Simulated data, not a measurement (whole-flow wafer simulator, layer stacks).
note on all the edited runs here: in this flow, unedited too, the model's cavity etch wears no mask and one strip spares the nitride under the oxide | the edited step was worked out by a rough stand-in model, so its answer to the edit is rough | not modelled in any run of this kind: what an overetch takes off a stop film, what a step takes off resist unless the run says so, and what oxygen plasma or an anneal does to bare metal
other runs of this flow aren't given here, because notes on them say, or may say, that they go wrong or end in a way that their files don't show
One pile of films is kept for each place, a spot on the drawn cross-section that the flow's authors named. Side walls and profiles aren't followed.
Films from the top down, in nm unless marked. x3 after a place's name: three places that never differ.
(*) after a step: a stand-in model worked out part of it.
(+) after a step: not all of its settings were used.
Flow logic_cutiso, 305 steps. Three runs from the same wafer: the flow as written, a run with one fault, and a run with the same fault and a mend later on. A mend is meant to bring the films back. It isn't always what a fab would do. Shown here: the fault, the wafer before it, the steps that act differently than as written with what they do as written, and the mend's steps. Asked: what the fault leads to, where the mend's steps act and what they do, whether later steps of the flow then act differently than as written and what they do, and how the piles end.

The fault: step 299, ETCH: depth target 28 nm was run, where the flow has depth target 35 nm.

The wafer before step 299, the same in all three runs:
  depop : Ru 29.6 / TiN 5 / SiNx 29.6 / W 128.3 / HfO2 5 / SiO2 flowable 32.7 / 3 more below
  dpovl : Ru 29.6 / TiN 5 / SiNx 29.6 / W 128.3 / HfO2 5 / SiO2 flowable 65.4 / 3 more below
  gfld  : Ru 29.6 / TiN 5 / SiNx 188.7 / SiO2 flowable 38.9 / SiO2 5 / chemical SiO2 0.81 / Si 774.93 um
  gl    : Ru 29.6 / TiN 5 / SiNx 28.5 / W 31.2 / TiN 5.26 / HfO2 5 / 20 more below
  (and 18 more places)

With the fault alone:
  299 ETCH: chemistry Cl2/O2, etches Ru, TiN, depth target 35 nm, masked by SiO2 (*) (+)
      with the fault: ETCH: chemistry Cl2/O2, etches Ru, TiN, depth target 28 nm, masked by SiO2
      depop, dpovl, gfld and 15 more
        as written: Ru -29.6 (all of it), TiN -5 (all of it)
        with the fault: Ru -28
  Later steps of the flow that act differently than as written (2 more steps differ only slightly, by at most 2% or 0.5 nm, whichever is larger, and aren't shown):
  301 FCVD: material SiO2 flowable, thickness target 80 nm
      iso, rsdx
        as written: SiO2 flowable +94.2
        with the fault: SiO2 flowable +92.4 (new film)
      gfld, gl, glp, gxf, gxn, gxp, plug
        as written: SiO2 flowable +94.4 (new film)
        with the fault: SiO2 flowable +92.4 (new film)
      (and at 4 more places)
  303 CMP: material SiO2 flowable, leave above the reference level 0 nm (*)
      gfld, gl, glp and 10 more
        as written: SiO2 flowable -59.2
        with the fault: SiO2 flowable -64
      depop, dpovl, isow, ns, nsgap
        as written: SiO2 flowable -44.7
        with the fault: SiO2 flowable -51.6
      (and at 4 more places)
  At the end the piles differ from the flow's by more than 2% or 0.5 nm, whichever is larger, at depop, dpovl, gfld and 15 more.
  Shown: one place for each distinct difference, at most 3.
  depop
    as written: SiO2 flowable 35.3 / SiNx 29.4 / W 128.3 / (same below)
    with the fault: SiO2 flowable 28.4 / Ru 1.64 / TiN 5 / SiNx 29.6 / W 128.3 / (same below)
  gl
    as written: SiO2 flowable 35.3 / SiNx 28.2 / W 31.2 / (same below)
    with the fault: SiO2 flowable 28.4 / Ru 1.64 / TiN 5 / SiNx 28.5 / W 31.2 / (same below)
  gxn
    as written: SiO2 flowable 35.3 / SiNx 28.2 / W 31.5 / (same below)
    with the fault: SiO2 flowable 28.4 / Ru 1.64 / TiN 5 / SiNx 28.5 / W 31.5 / (same below)

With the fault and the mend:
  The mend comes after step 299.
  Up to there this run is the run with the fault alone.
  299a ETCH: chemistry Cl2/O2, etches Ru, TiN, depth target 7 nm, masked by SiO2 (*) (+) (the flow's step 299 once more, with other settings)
      depop, dpovl, gfld and 14 more
        Ru -1.64 (all of it), TiN -5 (all of it)
      lnrt, rsdn, rsdp, tap
        SiO2 -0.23
      rsdw
        Ru -1.65 (all of it), TiN -5 (all of it)
  No later step of the flow acts differently than as written at any place that is followed.
  At the end the piles are the same as the flow's at every place that both follow.
